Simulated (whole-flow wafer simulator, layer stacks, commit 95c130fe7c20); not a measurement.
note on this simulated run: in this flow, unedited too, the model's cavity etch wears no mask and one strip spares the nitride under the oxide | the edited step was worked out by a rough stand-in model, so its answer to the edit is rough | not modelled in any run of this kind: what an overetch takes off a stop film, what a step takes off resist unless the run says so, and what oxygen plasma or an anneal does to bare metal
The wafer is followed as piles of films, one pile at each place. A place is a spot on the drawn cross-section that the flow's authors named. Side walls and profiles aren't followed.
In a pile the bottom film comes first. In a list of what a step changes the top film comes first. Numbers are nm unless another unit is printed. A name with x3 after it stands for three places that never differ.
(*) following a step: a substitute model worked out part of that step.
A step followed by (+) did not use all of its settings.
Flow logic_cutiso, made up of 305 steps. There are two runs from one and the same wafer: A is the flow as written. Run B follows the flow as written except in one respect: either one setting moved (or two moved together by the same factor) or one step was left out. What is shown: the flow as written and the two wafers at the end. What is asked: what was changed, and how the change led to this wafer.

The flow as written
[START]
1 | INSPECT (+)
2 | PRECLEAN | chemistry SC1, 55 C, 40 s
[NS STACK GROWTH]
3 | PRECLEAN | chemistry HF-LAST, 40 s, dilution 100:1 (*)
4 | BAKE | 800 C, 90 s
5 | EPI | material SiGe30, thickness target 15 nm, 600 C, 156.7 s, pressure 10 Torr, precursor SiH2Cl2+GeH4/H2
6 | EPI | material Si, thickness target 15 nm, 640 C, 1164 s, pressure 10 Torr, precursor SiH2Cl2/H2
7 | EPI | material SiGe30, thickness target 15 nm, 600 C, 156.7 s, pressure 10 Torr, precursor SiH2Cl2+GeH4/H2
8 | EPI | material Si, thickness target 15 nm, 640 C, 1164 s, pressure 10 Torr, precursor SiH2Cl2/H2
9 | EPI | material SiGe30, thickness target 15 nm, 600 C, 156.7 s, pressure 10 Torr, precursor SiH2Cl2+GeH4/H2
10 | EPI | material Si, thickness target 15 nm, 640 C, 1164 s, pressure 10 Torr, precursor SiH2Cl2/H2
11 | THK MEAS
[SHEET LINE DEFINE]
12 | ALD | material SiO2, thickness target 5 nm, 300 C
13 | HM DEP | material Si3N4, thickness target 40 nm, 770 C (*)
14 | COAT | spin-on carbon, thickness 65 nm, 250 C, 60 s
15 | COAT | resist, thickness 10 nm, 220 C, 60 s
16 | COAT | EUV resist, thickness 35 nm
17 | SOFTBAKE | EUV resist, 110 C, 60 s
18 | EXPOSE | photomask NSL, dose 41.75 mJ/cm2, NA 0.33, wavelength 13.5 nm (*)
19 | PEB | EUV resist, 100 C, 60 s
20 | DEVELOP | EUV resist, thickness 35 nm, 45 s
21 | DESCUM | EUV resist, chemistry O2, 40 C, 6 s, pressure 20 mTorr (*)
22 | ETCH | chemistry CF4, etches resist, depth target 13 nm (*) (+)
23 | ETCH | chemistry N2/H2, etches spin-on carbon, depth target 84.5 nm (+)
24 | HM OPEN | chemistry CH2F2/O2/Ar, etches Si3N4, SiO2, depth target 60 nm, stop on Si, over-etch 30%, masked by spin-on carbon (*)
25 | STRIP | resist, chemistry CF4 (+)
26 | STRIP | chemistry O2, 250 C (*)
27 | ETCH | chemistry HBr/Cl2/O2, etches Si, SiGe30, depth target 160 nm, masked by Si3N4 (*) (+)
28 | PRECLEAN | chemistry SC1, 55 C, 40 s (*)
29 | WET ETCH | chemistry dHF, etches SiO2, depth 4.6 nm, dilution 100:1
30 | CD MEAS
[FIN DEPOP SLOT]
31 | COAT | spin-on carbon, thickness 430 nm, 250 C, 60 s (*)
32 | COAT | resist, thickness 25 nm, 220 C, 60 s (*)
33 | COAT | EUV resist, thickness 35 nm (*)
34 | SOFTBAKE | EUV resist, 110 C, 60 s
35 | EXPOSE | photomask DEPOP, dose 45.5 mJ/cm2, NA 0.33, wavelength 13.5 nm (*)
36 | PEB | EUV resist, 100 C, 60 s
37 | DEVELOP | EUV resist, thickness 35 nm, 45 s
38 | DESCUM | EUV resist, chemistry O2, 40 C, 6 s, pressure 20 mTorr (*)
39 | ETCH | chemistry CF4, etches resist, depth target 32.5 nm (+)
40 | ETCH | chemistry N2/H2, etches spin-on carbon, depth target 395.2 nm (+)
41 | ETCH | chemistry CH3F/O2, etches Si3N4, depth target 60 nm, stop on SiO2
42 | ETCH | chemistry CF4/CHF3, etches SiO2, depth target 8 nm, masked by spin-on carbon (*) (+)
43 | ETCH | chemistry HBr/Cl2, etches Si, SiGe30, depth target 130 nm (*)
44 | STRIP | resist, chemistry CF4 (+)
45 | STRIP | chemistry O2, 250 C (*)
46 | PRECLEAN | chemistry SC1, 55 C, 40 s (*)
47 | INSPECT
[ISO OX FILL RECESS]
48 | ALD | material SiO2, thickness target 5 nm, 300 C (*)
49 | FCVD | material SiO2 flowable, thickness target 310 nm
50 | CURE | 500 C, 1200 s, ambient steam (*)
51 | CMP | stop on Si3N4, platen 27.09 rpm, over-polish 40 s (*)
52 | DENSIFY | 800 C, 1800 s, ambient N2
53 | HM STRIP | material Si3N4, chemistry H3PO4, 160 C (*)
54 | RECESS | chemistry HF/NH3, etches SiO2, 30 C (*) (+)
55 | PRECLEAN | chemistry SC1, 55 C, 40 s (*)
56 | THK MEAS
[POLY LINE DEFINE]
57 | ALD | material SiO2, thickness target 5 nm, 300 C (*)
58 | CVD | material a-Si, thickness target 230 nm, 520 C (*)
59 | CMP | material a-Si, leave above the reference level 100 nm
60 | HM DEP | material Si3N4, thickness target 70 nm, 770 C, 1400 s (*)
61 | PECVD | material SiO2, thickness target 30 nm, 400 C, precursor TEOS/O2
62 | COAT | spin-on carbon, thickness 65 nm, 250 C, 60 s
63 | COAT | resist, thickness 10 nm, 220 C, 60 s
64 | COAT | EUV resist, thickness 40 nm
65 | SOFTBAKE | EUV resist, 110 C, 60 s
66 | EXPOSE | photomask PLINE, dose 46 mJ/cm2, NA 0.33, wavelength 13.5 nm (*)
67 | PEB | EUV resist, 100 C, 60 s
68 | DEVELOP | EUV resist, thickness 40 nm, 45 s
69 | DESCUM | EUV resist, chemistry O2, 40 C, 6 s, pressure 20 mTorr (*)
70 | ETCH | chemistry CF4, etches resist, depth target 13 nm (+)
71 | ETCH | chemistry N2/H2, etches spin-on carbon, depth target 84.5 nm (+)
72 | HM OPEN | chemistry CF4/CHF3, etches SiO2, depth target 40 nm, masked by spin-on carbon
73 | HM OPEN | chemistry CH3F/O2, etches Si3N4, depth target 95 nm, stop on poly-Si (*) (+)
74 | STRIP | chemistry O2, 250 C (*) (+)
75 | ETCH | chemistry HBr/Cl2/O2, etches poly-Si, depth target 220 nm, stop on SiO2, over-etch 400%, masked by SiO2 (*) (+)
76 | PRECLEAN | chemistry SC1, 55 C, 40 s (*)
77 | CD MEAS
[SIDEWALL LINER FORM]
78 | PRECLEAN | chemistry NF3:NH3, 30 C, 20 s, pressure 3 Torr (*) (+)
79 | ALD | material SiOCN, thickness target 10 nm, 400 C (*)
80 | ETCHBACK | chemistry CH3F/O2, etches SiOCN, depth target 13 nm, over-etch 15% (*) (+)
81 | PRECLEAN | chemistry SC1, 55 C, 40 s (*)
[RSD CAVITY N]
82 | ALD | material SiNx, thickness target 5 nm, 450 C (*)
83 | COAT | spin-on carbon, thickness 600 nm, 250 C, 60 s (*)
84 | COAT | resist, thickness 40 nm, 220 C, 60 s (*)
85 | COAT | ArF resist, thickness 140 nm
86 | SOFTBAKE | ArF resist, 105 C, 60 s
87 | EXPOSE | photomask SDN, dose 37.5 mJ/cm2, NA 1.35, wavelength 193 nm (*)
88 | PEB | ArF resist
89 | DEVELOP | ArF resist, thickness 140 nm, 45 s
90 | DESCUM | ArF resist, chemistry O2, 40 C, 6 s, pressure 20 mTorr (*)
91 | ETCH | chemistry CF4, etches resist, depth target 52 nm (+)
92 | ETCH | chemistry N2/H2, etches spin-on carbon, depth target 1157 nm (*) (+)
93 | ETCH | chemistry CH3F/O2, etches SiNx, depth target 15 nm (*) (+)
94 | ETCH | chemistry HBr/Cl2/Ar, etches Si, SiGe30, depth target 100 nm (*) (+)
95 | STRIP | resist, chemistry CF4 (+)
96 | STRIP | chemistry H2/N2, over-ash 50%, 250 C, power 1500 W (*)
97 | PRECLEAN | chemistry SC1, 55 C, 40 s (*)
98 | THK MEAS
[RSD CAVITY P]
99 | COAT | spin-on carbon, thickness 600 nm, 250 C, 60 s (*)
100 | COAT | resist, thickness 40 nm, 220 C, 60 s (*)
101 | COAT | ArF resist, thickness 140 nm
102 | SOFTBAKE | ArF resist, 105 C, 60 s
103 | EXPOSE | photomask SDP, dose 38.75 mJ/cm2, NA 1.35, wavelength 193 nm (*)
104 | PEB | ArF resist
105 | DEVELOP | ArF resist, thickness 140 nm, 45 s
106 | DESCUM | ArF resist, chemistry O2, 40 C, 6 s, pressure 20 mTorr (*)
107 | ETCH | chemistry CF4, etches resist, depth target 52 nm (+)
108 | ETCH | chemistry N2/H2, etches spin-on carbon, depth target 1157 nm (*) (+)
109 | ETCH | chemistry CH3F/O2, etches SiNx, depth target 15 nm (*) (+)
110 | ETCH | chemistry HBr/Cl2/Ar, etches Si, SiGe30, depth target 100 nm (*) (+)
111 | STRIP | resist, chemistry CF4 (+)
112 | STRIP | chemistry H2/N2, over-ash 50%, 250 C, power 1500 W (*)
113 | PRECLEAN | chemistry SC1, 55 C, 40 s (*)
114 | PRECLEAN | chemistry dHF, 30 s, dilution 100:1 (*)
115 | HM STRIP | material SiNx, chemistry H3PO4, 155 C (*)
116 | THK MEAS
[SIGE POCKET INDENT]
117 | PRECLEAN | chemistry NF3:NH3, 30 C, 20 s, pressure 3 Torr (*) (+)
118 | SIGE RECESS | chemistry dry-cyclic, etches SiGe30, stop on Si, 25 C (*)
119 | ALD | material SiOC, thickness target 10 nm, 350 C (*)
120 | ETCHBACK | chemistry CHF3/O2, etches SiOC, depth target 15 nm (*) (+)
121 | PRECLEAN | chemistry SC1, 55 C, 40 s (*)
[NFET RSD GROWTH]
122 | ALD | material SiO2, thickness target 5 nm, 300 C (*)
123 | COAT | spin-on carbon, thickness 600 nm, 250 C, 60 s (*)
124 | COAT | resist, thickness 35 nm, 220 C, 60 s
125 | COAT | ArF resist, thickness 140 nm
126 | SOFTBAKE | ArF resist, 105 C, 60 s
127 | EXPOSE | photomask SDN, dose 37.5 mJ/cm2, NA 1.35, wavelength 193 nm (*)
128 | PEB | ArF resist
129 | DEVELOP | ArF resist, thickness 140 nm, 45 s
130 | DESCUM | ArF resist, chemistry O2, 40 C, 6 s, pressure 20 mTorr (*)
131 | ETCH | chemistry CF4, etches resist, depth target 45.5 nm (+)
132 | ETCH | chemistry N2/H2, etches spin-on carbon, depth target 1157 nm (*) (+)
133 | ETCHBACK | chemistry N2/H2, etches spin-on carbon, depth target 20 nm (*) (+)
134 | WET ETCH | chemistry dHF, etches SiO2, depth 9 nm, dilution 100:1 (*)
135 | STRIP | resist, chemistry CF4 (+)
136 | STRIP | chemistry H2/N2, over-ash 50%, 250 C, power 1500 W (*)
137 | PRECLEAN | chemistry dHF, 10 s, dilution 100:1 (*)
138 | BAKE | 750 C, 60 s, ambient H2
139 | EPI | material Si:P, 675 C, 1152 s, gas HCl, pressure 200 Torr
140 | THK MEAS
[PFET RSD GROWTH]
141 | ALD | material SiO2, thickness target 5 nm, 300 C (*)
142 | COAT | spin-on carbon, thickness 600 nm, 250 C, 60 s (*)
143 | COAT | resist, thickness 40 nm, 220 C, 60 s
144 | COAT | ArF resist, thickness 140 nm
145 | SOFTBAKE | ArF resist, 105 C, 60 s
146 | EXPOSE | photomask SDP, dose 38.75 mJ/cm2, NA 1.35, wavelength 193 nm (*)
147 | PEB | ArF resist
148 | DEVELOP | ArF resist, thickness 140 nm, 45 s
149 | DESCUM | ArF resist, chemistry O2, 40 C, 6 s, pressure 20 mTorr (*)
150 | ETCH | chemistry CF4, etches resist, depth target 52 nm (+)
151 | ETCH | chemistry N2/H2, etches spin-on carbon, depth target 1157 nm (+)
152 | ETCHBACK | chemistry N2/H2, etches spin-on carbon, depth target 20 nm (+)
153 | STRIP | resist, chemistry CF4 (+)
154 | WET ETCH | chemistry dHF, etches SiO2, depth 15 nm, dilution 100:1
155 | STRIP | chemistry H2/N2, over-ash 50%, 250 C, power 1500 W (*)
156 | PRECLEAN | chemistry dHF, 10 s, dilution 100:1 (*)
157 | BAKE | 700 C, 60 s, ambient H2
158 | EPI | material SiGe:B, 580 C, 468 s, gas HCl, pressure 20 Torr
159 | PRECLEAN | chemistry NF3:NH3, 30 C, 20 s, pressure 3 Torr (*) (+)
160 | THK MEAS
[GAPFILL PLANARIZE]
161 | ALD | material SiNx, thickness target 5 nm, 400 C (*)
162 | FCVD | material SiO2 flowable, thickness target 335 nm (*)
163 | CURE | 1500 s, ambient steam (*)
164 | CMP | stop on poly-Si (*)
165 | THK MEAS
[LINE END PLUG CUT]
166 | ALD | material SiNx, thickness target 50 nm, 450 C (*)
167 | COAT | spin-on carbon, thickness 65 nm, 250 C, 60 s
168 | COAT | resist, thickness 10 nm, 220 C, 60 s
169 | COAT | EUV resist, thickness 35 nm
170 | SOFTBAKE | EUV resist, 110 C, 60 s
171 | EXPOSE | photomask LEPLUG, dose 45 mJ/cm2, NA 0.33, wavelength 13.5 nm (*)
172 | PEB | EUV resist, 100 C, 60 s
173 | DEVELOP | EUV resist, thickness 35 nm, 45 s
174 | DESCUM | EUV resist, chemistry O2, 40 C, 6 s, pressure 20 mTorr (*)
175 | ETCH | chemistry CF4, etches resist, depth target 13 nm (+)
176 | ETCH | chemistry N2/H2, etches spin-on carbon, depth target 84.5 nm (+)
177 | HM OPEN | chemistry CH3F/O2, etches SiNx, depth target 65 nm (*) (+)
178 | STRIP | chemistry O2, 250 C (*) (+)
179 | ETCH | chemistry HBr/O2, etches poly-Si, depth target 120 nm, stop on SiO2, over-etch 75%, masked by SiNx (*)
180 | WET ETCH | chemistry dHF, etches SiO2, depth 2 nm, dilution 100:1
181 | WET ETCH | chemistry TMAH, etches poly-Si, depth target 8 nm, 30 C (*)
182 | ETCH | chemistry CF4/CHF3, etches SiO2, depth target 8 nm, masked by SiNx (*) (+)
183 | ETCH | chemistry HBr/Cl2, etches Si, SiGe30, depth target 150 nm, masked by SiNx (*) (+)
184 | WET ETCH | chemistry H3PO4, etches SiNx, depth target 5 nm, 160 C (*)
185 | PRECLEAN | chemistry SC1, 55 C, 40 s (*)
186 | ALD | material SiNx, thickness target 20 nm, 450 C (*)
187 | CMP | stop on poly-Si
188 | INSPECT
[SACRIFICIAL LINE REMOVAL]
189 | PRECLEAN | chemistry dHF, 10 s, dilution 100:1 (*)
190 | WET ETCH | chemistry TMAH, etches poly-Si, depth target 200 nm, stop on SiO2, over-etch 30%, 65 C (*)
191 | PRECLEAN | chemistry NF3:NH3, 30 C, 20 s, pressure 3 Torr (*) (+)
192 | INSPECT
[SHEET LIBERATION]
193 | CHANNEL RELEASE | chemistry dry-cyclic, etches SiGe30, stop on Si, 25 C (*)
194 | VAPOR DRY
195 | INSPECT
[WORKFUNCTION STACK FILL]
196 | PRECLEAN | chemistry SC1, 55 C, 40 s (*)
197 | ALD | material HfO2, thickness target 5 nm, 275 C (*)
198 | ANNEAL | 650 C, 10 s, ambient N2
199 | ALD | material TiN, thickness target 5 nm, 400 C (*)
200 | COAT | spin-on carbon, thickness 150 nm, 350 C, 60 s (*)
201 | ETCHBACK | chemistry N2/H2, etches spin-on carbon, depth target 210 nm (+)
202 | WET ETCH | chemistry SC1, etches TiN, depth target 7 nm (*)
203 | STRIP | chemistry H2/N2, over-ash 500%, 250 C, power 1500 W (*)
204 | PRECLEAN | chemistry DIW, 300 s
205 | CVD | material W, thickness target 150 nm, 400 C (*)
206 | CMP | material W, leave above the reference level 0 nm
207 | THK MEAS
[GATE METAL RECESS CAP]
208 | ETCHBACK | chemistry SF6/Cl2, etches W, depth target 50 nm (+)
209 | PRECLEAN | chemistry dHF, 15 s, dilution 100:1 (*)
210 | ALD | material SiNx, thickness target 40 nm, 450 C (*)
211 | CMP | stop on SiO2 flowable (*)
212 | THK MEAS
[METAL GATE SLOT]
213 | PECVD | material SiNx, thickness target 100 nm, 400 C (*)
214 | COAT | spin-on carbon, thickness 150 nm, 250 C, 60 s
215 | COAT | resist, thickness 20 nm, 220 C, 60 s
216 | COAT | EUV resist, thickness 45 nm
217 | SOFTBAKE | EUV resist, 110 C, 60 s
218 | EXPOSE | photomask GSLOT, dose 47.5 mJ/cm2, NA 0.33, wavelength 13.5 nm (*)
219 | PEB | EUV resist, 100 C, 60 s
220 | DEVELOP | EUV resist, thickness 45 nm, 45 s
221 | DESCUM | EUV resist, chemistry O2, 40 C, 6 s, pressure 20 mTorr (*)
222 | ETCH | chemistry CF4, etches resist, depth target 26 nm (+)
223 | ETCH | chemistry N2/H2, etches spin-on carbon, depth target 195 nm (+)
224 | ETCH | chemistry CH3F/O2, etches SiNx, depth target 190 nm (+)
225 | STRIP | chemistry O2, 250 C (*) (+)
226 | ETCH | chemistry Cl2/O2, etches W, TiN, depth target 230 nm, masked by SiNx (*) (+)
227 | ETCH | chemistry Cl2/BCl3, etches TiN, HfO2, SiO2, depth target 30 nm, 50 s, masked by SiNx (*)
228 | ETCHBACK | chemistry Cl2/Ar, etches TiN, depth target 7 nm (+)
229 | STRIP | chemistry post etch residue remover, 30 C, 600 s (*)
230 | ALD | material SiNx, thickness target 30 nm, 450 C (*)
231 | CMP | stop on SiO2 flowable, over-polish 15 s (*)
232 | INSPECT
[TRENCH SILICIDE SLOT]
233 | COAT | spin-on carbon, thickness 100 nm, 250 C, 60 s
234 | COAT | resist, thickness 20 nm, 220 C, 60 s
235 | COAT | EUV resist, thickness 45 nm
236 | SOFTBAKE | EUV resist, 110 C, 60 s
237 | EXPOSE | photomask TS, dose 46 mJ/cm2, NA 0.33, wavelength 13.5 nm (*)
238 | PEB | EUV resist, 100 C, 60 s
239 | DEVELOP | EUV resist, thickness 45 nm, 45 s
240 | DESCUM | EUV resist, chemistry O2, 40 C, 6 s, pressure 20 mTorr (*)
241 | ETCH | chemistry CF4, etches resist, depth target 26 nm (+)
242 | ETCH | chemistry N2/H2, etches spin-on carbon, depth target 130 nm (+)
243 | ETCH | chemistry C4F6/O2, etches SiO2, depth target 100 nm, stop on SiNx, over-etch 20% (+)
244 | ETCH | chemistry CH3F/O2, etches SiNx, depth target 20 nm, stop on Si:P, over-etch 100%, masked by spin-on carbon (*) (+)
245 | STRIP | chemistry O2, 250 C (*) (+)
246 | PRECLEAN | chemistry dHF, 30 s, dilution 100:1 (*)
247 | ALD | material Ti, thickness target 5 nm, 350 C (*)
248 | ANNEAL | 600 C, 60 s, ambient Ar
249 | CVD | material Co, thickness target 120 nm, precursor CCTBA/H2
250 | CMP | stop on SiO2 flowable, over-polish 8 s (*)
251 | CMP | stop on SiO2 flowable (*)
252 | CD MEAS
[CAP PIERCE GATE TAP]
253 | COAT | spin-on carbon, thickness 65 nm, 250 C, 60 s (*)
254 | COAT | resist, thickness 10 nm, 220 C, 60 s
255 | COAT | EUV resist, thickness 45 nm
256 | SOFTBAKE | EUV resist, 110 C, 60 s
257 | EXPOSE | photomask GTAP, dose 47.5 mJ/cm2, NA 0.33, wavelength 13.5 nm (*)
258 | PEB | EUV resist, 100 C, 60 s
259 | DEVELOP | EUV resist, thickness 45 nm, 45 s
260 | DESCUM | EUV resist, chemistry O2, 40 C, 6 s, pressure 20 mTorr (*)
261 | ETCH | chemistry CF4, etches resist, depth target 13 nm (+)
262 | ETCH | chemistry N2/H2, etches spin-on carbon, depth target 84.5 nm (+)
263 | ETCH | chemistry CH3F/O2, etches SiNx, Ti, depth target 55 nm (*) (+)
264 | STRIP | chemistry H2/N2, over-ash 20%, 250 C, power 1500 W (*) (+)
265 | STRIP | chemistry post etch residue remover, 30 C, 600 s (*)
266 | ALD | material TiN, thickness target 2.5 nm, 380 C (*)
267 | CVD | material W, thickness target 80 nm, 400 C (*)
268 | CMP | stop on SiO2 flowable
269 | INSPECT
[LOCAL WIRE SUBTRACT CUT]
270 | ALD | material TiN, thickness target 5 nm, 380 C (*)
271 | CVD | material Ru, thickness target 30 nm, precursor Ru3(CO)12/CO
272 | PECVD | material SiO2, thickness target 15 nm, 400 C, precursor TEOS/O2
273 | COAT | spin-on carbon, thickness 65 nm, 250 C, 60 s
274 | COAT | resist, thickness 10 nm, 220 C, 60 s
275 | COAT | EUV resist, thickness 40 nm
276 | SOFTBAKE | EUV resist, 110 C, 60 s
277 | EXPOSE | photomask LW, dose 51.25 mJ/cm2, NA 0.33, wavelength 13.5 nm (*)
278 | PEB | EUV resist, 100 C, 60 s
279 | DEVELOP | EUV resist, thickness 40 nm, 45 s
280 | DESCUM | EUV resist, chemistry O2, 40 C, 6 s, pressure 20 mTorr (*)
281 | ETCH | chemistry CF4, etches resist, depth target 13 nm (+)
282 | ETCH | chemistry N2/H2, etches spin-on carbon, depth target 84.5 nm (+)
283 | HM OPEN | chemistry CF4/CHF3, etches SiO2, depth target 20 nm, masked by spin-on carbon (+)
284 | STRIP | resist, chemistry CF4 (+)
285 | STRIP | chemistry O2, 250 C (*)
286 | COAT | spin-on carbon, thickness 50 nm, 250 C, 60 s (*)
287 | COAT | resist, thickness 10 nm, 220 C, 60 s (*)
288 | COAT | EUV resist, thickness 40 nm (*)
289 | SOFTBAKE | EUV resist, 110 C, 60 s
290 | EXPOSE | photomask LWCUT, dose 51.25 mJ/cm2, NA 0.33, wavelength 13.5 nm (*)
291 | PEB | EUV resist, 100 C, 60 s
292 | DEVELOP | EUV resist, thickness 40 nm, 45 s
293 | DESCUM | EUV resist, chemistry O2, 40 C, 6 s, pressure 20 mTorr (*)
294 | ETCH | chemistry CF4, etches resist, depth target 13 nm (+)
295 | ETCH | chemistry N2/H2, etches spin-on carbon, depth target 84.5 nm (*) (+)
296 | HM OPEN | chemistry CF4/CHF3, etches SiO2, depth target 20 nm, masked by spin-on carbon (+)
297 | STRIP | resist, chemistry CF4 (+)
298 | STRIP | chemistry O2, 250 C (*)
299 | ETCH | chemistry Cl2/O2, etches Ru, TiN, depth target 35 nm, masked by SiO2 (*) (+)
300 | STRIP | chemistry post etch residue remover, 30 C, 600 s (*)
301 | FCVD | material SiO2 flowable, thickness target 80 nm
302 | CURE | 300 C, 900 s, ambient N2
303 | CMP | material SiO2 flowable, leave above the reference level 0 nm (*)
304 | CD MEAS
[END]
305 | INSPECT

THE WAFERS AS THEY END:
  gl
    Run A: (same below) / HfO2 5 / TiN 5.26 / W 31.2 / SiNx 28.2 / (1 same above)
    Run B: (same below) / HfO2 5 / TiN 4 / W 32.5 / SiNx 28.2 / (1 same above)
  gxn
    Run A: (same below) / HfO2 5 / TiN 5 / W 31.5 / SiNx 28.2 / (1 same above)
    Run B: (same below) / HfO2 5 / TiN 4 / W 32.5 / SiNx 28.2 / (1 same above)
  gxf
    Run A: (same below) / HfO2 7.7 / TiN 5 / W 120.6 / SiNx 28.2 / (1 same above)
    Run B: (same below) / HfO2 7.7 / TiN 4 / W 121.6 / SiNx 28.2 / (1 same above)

What caused this: step 199, ALD: thickness target 4 nm was run, whereas the flow has thickness target 5 nm.
One can read it off the wafer: gxn has TiN 4, and step 199 as written asks for 5 nm.

The path from the change to this, step by step:
  199 | ALD | material TiN, thickness target 5 nm, 400 C (*)
      depop, dpovl, gxf and 12 more: A +5 TiN (new film) | B +4 TiN (new film)
      gl, glp, tap: A +5.26 TiN (new film), +4.49 TiN (new film), -4.49 cavity (all of it), +4.49 TiN (new film), -4.49 cavity (all of it), +4.49 TiN (new film), -4.49 cavity (all of it) | B +4 TiN (new film), +4.49 TiN (new film), -4.49 cavity (all of it), +4.49 TiN (new film), -4.49 cavity (all of it), +4.49 TiN (new film), -4.49 cavity (all of it)
      (also at 4 further places)
  200 | COAT | spin-on carbon, thickness 150 nm, 350 C, 60 s (*)
      lnr, lnrp: A +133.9 spin-on carbon (new film) | B +131 spin-on carbon (new film)
      rsdn, rsdw: A +145.8 spin-on carbon (new film) | B +142.8 spin-on carbon (new film)
      (also at 6 further places)
  201 | ETCHBACK | chemistry N2/H2, etches spin-on carbon, depth target 210 nm (+)
      lnr, lnrp: A -133.9 spin-on carbon (all of it) | B -131 spin-on carbon (all of it)
      rsdn, rsdw: A -145.8 spin-on carbon (all of it) | B -142.8 spin-on carbon (all of it)
      (also at 6 further places)
  202 | WET ETCH | chemistry SC1, etches TiN, depth target 7 nm (*)
      depop, dpovl, iso and 12 more: A -5 TiN (all of it) | B -4 TiN (all of it)
  203 | STRIP | chemistry H2/N2, over-ash 500%, 250 C, power 1500 W (*)
      gl, glp: A -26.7 spin-on carbon (all of it) | B -24 spin-on carbon (all of it)
      gxn, gxp: A -26.8 spin-on carbon (all of it) | B -23.7 spin-on carbon (all of it)
      (also at 3 further places)
  226 | ETCH | chemistry Cl2/O2, etches W, TiN, depth target 230 nm, masked by SiNx (*) (+)
      gfld: A -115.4 W (all of it), -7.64 TiN (all of it), -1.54 HfO2 | B -116.4 W (all of it), -6.64 TiN (all of it), -1.54 HfO2
